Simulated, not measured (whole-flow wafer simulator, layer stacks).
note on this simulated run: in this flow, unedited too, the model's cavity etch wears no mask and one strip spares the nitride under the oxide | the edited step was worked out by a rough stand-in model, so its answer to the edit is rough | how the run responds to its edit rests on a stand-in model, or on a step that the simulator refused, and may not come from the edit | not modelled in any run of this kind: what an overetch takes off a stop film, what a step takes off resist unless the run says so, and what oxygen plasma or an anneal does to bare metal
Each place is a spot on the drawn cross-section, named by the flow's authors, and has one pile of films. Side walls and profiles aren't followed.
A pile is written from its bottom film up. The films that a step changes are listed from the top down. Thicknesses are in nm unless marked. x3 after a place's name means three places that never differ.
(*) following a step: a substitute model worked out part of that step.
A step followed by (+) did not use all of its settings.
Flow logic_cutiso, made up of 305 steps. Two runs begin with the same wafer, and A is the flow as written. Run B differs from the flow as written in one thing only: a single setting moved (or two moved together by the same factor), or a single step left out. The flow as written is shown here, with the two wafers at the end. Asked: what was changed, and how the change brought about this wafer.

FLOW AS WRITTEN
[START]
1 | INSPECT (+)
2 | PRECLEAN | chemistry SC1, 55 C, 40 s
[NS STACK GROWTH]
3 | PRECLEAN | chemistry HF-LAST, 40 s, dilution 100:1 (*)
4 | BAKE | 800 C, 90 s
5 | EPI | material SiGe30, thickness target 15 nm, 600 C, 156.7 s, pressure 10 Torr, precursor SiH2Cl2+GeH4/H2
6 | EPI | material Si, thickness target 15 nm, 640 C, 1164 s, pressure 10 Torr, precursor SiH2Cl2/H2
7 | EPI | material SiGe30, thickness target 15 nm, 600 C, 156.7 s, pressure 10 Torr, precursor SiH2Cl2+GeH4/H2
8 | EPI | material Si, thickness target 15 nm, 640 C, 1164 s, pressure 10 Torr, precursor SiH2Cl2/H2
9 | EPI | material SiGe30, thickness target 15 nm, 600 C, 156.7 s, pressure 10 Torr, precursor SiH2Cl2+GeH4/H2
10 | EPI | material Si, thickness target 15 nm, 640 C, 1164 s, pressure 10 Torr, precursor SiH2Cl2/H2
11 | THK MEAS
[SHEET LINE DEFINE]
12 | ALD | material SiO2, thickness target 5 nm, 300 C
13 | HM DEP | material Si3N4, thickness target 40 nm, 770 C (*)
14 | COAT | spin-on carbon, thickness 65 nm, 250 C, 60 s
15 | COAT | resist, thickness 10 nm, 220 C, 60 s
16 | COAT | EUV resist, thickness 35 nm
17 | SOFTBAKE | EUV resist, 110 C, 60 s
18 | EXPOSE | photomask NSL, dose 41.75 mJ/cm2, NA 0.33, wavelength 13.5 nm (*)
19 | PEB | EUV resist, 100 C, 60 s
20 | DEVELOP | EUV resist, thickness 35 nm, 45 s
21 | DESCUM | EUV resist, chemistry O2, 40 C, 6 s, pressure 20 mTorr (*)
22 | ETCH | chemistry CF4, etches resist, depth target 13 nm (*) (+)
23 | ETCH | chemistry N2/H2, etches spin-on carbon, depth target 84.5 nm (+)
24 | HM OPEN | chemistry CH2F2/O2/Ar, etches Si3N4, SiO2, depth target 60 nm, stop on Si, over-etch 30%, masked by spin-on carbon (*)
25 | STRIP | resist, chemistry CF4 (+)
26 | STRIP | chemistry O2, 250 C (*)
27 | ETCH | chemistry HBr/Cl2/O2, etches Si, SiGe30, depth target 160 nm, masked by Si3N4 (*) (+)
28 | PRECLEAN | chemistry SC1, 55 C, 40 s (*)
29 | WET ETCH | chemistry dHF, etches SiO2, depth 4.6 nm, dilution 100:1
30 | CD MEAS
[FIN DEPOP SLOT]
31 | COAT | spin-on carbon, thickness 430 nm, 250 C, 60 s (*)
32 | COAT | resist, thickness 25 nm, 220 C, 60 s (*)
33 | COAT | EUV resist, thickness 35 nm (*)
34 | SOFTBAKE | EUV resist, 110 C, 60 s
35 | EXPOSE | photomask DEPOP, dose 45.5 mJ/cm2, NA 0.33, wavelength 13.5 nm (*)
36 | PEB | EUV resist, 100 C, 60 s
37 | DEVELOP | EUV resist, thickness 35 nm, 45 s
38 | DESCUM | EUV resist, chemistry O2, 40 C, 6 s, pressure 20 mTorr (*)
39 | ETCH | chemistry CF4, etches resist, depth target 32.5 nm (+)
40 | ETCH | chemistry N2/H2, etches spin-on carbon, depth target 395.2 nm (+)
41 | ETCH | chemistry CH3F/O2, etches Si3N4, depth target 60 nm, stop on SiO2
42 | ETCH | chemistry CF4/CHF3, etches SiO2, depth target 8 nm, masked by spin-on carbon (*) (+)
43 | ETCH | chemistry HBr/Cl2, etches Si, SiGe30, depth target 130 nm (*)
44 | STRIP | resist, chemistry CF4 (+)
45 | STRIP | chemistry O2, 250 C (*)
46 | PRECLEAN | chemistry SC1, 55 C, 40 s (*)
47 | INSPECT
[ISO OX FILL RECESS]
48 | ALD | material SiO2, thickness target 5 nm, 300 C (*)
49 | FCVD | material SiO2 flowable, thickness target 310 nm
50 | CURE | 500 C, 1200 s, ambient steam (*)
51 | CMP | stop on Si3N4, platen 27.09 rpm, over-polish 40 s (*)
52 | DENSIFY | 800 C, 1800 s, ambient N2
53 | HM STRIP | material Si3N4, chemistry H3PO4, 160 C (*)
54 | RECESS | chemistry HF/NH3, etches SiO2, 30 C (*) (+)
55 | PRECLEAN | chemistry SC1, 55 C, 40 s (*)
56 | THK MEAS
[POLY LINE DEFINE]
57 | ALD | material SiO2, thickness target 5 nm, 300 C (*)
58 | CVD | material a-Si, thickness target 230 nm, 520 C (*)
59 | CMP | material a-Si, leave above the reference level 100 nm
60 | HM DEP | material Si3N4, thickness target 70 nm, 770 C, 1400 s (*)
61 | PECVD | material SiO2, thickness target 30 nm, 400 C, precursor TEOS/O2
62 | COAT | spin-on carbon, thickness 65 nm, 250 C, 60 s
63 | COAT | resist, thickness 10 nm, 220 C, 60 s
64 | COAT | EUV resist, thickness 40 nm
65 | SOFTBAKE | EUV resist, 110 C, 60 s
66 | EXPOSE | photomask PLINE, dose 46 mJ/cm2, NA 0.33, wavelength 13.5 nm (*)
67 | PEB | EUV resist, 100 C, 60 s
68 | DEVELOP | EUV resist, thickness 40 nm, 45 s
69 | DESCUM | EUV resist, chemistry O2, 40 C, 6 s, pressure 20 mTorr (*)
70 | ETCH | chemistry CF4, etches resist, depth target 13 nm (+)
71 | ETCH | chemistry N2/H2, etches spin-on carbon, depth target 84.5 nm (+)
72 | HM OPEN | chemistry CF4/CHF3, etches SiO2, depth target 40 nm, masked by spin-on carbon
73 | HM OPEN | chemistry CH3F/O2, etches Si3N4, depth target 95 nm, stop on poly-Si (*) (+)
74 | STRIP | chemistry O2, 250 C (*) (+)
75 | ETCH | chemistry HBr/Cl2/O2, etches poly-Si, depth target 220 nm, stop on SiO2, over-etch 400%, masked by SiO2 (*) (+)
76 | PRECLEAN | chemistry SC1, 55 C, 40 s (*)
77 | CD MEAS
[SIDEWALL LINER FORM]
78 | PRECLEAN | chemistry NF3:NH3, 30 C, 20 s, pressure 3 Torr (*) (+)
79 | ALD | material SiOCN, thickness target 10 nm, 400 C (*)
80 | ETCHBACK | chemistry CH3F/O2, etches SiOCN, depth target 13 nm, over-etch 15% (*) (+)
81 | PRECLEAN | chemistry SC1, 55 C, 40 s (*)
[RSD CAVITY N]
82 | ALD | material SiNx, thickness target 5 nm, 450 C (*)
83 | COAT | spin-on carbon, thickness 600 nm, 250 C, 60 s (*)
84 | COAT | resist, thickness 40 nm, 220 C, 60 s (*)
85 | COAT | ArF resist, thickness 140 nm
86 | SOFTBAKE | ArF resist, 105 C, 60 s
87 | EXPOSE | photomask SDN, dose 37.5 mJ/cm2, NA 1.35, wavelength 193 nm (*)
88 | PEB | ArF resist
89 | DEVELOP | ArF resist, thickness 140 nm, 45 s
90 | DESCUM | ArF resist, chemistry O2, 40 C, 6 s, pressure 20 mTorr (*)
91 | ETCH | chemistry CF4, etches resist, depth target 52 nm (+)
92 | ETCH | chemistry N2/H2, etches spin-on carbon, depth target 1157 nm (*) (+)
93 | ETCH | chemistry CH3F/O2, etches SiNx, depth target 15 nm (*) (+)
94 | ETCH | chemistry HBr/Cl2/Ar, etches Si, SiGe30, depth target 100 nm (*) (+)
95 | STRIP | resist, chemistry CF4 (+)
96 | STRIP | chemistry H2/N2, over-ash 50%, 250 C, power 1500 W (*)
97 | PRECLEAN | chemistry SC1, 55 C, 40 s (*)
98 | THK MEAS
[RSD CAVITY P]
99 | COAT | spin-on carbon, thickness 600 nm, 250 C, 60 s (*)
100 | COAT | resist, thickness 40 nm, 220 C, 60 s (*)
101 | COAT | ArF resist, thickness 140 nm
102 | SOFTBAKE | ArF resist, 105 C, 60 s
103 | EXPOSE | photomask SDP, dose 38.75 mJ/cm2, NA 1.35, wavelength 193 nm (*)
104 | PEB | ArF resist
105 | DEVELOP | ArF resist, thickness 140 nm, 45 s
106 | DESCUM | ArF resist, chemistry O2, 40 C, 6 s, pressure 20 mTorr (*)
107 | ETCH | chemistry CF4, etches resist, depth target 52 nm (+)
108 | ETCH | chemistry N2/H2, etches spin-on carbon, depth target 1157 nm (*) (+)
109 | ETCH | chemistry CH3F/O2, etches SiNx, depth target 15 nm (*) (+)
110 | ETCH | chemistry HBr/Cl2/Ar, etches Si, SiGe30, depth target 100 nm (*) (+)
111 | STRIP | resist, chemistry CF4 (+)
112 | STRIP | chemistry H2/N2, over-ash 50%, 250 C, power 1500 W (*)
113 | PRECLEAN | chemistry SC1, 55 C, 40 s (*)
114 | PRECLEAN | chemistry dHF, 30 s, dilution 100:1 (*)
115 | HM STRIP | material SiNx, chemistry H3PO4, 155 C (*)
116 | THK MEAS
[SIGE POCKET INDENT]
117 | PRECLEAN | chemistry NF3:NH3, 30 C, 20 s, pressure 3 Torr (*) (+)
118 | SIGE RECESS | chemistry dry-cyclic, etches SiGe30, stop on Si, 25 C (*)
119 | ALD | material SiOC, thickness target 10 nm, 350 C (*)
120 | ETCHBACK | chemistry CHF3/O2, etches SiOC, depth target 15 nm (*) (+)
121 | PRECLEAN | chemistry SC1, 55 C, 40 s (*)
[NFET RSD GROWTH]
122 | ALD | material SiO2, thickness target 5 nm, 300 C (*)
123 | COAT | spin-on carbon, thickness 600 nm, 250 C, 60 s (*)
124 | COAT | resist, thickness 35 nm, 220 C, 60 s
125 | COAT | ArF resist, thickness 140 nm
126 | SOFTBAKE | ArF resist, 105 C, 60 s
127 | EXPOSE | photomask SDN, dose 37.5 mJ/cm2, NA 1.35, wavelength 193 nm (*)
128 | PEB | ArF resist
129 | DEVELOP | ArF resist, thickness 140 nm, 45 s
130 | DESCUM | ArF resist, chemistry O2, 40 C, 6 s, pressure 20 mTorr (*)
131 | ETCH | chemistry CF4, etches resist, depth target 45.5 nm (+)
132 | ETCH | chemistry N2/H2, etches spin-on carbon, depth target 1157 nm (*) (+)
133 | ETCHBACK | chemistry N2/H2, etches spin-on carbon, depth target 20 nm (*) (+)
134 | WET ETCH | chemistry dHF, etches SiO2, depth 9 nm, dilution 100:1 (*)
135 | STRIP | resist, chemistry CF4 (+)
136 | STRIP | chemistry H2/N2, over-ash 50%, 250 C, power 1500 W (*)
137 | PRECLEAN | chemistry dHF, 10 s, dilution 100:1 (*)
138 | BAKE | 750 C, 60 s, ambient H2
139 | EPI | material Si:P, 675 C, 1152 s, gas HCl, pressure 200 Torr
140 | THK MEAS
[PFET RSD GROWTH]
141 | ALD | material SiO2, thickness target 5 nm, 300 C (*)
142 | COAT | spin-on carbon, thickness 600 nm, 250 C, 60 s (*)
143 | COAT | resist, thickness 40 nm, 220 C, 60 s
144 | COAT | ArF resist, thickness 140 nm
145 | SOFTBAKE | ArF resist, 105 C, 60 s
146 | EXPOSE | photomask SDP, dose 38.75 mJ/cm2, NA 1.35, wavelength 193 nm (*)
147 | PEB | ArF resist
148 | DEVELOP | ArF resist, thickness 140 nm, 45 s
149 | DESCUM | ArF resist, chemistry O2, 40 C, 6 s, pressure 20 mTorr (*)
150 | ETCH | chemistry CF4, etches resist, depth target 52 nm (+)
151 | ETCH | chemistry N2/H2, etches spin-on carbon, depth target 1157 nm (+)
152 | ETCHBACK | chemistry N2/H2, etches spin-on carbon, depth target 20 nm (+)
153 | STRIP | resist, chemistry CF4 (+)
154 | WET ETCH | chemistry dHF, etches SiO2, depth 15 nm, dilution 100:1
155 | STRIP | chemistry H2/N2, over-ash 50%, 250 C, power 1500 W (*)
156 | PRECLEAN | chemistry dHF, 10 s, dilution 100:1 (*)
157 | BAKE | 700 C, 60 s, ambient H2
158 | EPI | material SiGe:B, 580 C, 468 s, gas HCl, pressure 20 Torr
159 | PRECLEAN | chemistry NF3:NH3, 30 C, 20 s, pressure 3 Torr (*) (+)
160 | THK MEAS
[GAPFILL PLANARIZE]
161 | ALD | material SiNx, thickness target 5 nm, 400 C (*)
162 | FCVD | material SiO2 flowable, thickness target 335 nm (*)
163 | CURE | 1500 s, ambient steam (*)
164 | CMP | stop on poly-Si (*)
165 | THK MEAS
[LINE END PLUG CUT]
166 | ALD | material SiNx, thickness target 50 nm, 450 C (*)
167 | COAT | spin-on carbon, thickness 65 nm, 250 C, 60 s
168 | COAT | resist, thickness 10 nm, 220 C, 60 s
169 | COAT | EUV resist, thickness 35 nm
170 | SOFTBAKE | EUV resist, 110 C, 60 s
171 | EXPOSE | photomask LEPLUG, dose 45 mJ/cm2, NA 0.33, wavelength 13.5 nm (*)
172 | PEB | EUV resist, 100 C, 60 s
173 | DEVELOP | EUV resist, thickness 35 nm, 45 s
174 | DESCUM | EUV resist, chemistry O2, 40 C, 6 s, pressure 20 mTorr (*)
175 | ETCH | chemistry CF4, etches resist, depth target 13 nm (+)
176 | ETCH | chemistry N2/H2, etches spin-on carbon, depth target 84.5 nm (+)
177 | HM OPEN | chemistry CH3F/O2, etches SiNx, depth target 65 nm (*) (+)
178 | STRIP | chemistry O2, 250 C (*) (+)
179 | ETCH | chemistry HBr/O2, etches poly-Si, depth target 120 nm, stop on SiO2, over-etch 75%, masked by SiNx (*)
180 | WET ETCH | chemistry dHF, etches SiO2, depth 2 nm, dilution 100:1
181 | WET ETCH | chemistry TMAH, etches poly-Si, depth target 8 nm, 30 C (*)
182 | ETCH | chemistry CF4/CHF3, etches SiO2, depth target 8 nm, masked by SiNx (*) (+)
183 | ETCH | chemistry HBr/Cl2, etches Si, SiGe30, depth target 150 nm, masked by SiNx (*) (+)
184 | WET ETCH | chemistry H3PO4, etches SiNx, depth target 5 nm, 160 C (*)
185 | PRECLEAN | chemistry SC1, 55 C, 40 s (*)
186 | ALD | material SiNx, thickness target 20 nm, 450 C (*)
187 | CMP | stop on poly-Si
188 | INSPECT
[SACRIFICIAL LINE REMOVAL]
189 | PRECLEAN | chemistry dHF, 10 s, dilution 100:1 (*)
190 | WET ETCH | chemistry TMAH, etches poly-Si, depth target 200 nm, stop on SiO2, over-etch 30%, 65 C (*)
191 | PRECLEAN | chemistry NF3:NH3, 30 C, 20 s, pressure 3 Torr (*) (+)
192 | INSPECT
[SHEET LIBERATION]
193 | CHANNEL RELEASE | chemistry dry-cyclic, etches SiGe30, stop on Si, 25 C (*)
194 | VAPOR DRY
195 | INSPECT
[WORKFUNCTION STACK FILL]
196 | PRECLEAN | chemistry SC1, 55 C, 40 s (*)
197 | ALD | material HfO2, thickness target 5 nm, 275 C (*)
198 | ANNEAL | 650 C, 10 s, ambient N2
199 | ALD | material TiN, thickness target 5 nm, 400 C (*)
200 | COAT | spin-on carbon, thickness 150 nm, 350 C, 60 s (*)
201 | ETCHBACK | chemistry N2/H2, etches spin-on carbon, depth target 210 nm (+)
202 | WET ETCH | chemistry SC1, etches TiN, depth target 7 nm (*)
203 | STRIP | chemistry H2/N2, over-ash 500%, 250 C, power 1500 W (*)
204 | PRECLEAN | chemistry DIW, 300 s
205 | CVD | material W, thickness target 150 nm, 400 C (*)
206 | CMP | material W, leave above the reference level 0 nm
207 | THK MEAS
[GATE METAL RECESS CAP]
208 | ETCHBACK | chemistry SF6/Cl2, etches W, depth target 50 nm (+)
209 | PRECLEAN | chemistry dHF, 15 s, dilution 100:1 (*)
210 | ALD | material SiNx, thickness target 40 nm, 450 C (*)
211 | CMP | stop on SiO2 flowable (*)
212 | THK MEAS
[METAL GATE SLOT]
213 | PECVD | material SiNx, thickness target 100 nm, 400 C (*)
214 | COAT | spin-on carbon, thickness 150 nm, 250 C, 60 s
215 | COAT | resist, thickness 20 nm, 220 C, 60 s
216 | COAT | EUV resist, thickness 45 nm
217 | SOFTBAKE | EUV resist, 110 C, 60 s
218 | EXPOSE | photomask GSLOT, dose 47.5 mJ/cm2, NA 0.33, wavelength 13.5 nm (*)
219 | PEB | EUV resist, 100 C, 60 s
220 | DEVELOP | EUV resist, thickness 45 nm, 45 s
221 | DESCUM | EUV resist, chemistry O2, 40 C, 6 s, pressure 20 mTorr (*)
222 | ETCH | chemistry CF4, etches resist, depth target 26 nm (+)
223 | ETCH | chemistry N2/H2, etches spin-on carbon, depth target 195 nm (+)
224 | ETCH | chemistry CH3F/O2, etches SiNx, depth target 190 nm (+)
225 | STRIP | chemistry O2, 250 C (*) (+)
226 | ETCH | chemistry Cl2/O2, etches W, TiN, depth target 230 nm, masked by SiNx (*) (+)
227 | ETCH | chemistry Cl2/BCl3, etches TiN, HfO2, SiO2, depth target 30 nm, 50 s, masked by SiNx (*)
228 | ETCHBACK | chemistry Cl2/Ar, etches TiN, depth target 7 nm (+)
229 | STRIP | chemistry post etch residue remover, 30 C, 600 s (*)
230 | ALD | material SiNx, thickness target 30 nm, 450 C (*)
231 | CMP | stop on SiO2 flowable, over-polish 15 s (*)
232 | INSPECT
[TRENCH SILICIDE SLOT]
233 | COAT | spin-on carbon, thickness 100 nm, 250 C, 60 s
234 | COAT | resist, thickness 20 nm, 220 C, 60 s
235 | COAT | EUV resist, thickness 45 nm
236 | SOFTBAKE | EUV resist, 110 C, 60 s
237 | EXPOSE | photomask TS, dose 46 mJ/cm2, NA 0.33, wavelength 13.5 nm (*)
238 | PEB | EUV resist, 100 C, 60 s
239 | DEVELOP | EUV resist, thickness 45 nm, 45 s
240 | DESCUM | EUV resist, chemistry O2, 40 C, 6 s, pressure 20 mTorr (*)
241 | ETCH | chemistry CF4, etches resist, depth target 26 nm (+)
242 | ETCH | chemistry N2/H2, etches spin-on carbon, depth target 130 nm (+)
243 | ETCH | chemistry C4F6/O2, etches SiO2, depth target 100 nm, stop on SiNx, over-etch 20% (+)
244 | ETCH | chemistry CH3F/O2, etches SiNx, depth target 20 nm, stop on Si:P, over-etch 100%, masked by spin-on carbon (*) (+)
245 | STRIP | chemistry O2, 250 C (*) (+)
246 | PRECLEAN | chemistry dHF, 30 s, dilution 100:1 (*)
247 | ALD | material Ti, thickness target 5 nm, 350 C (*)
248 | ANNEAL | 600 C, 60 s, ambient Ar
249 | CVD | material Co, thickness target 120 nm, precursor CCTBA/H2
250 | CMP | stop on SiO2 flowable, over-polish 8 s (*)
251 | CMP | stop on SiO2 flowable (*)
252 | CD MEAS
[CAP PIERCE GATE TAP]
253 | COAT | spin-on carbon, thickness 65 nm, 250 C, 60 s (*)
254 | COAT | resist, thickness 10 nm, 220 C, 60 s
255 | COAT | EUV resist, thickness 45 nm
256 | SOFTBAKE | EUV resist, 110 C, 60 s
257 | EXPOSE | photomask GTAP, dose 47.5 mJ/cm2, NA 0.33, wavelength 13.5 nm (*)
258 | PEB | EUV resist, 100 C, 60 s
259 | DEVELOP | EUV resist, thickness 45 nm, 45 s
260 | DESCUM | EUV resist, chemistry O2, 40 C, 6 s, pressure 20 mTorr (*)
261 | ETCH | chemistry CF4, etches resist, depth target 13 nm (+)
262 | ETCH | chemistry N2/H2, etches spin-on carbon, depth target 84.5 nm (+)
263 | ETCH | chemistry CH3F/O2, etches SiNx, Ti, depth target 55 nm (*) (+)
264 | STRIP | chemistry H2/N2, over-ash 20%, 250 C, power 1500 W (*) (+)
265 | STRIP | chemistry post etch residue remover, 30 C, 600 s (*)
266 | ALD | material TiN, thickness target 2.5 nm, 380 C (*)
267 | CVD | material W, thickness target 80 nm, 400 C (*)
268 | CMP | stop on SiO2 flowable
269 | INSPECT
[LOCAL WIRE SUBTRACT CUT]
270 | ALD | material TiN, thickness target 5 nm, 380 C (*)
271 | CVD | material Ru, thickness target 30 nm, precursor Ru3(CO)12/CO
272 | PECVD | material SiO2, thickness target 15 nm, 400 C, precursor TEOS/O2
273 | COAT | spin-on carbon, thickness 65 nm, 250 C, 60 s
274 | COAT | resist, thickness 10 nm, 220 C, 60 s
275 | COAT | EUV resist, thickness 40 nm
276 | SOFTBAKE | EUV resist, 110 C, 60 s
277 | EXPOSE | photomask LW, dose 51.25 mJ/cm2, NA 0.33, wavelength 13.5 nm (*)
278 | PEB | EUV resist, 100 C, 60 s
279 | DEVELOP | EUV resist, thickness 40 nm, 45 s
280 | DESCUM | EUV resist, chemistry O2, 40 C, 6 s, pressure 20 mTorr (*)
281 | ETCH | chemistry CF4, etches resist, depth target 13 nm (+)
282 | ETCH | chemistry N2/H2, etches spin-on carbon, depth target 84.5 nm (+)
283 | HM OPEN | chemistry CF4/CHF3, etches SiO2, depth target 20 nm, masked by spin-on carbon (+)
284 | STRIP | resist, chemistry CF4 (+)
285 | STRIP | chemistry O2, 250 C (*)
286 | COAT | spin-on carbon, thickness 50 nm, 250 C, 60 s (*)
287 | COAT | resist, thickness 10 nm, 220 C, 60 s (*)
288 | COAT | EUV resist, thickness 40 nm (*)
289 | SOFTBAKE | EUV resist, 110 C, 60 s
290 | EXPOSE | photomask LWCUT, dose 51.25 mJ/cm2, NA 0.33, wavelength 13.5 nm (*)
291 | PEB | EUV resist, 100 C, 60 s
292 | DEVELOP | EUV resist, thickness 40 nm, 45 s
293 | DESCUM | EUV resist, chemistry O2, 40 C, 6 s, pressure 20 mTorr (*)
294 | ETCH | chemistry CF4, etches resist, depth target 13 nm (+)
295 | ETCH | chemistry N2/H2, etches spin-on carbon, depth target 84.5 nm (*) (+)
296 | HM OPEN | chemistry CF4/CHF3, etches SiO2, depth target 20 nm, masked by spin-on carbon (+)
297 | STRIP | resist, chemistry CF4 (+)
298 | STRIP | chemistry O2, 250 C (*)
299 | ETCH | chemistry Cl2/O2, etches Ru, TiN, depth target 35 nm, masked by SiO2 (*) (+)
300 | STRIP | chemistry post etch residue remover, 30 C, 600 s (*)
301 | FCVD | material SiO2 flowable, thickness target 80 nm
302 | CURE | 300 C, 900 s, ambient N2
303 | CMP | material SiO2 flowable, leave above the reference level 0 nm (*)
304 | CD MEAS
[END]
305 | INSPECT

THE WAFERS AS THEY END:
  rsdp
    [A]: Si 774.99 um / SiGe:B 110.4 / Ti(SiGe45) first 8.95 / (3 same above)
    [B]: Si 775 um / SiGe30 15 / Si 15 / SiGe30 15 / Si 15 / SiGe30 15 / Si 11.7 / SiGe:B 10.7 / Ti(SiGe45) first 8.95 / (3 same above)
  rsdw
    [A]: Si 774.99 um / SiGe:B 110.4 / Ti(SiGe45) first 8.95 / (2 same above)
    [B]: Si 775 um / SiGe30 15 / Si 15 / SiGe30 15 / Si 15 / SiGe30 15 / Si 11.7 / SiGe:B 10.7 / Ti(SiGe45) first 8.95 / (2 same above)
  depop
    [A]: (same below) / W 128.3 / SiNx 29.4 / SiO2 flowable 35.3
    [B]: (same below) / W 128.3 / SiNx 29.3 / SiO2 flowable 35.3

What caused this: step 108, ETCH: depth target 462.8 nm was run, whereas the flow has depth target 1157 nm.

The path from the change to this, step by step:
  108 | ETCH | chemistry N2/H2, etches spin-on carbon, depth target 1157 nm (*) (+)
      glp, gxp: A spin-on carbon loses 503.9 (all of it), SiNx loses 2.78 | B spin-on carbon loses 462.8
      rsdp, rsdw: A spin-on carbon loses 691.7 (all of it), SiNx loses 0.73 | B spin-on carbon loses 462.8
      (and at 18 other places as well)
  109 | ETCH | chemistry CH3F/O2, etches SiNx, depth target 15 nm (*) (+)
      depop, dpovl, gfld and 14 more: A resist loses 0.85 | B nothing
      glp, gxp: A SiNx loses 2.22 (all of it), SiO2 loses 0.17 | B nothing
      (and at 3 other places as well)
  110 | ETCH | chemistry HBr/Cl2/Ar, etches Si, SiGe30, depth target 100 nm (*) (+)
      rsdp, rsdw: A chemical SiO2 loses 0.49 (all of it), Si loses 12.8 (all of it), SiGe30 loses 15 (all of it), Si loses 15 (all of it), SiGe30 loses 15 (all of it), Si loses 15 (all of it), SiGe30 loses 15 (all of it), Si loses 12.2 | B nothing
  111 | STRIP | resist, chemistry CF4 (+)
      depop, dpovl, gfld and 7 more: A resist loses 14 (all of it) | B resist loses 25.5 (all of it)
      gl, gxf, gxn, lnr, lnrt, rsdn, rsdx: A resist loses 14.1 (all of it) | B resist loses 25.6 (all of it)
  112 | STRIP | chemistry H2/N2, over-ash 50%, 250 C, power 1500 W (*)
      glp, gxp: A nothing | B spin-on carbon loses 41.1 (all of it)
      rsdp, rsdw: A nothing | B spin-on carbon loses 228.9 (all of it)
      (and at 1 other place as well)
  114 | PRECLEAN | chemistry dHF, 30 s, dilution 100:1 (*)
      glp, gxp: A SiO2 loses 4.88 | B SiNx loses 1
      rsdp, rsdw: A chemical SiO2 loses 0.49 (all of it) | B SiNx loses 1
      (and at 1 other place as well)
  115 | HM STRIP | material SiNx, chemistry H3PO4, 155 C (*)
      glp, gxp: A SiO2 loses 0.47 | B SiNx loses 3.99 (all of it), SiO2 loses 0.18
      rsdp, rsdw: A chemical SiO2 gains 0.5 (new film), Si loses 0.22 | B SiNx loses 3.99 (all of it), chemical SiO2 gains 0.01
      (and at 1 other place as well)
  119 | ALD | material SiOC, thickness target 10 nm, 350 C (*)
      gxp: A SiOC gains 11 (new film) | B SiOC gains 10 (new film)
  120 | ETCHBACK | chemistry CHF3/O2, etches SiOC, depth target 15 nm (*) (+)
      rsdp, rsdw: A SiOC loses 10 (all of it) | B SiOC loses 10 (all of it), Si loses 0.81
      glp: A SiOC loses 10 (all of it), SiO2 loses 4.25 (all of it), Si3N4 loses 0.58 | B SiOC loses 10 (all of it), SiO2 loses 5
      (and at 1 other place as well)
  122 | ALD | material SiO2, thickness target 5 nm, 300 C (*)
      glp: A SiO2 gains 5 (new film) | B SiO2 gains 5
      gxp: A SiO2 gains 6.75 (new film) | B SiO2 gains 5
  123 | COAT | spin-on carbon, thickness 600 nm, 250 C, 60 s (*)
      gfld, lnr, lnrt: A spin-on carbon gains 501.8 (new film) | B spin-on carbon gains 515.2 (new film)
      gl, tap: A spin-on carbon gains 507 (new film) | B spin-on carbon gains 520.4 (new film)
      (and at 8 other places as well)
  132 | ETCH | chemistry N2/H2, etches spin-on carbon, depth target 1157 nm (*) (+)
      gl, tap: A spin-on carbon loses 501.7 (all of it), SiO2 loses 5 (all of it), Si3N4 loses 0.5 | B spin-on carbon loses 515.2 (all of it), SiO2 loses 5 (all of it), Si3N4 loses 0.5
      gxn: A spin-on carbon loses 499.4 (all of it), SiO2 loses 6.06 | B spin-on carbon loses 512.8 (all of it), SiO2 loses 6.06
      (and at 2 other places as well)
  135 | STRIP | resist, chemistry CF4 (+)
      gxf, gxp, plug: A resist loses 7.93 (all of it) | B resist loses 7.42 (all of it)
      gl: A Si3N4 loses 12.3 | B Si3N4 loses 11.5
      (and at 6 other places as well)
  136 | STRIP | chemistry H2/N2, over-ash 50%, 250 C, power 1500 W (*)
      gxf, plug: A spin-on carbon loses 501.8 (all of it) | B spin-on carbon loses 515.3 (all of it)
      rsdp, rsdw: A spin-on carbon loses 783.2 (all of it) | B spin-on carbon loses 697.1 (all of it)
      (and at 4 other places as well)
  141 | ALD | material SiO2, thickness target 5 nm, 300 C (*)
      gxn: A SiO2 gains 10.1 (new film) | B SiO2 gains 6.19 (new film)
  142 | COAT | spin-on carbon, thickness 600 nm, 250 C, 60 s (*)
      gxf, plug: A spin-on carbon gains 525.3 (new film) | B spin-on carbon gains 536.1 (new film)
      gxn: A spin-on carbon gains 537.9 (new film) | B spin-on carbon gains 552 (new film)
      (and at 3 other places as well)
  ... 6 further steps ...
  164 | CMP | stop on poly-Si (*)
      gxn: A SiO2 flowable loses 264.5 (all of it), SiNx loses 5 (all of it), SiO2 loses 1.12 (all of it), Si3N4 loses 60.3 (all of it) | B SiO2 flowable loses 266.8 (all of it), SiNx loses 5 (all of it), Si3N4 loses 60.7 (all of it)
      lnrp: A SiO2 flowable loses 252.8 (all of it), SiNx loses 5 (all of it), SiOCN loses 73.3 | B SiO2 flowable loses 252.8 (all of it), SiNx loses 5 (all of it), SiOCN loses 74.8
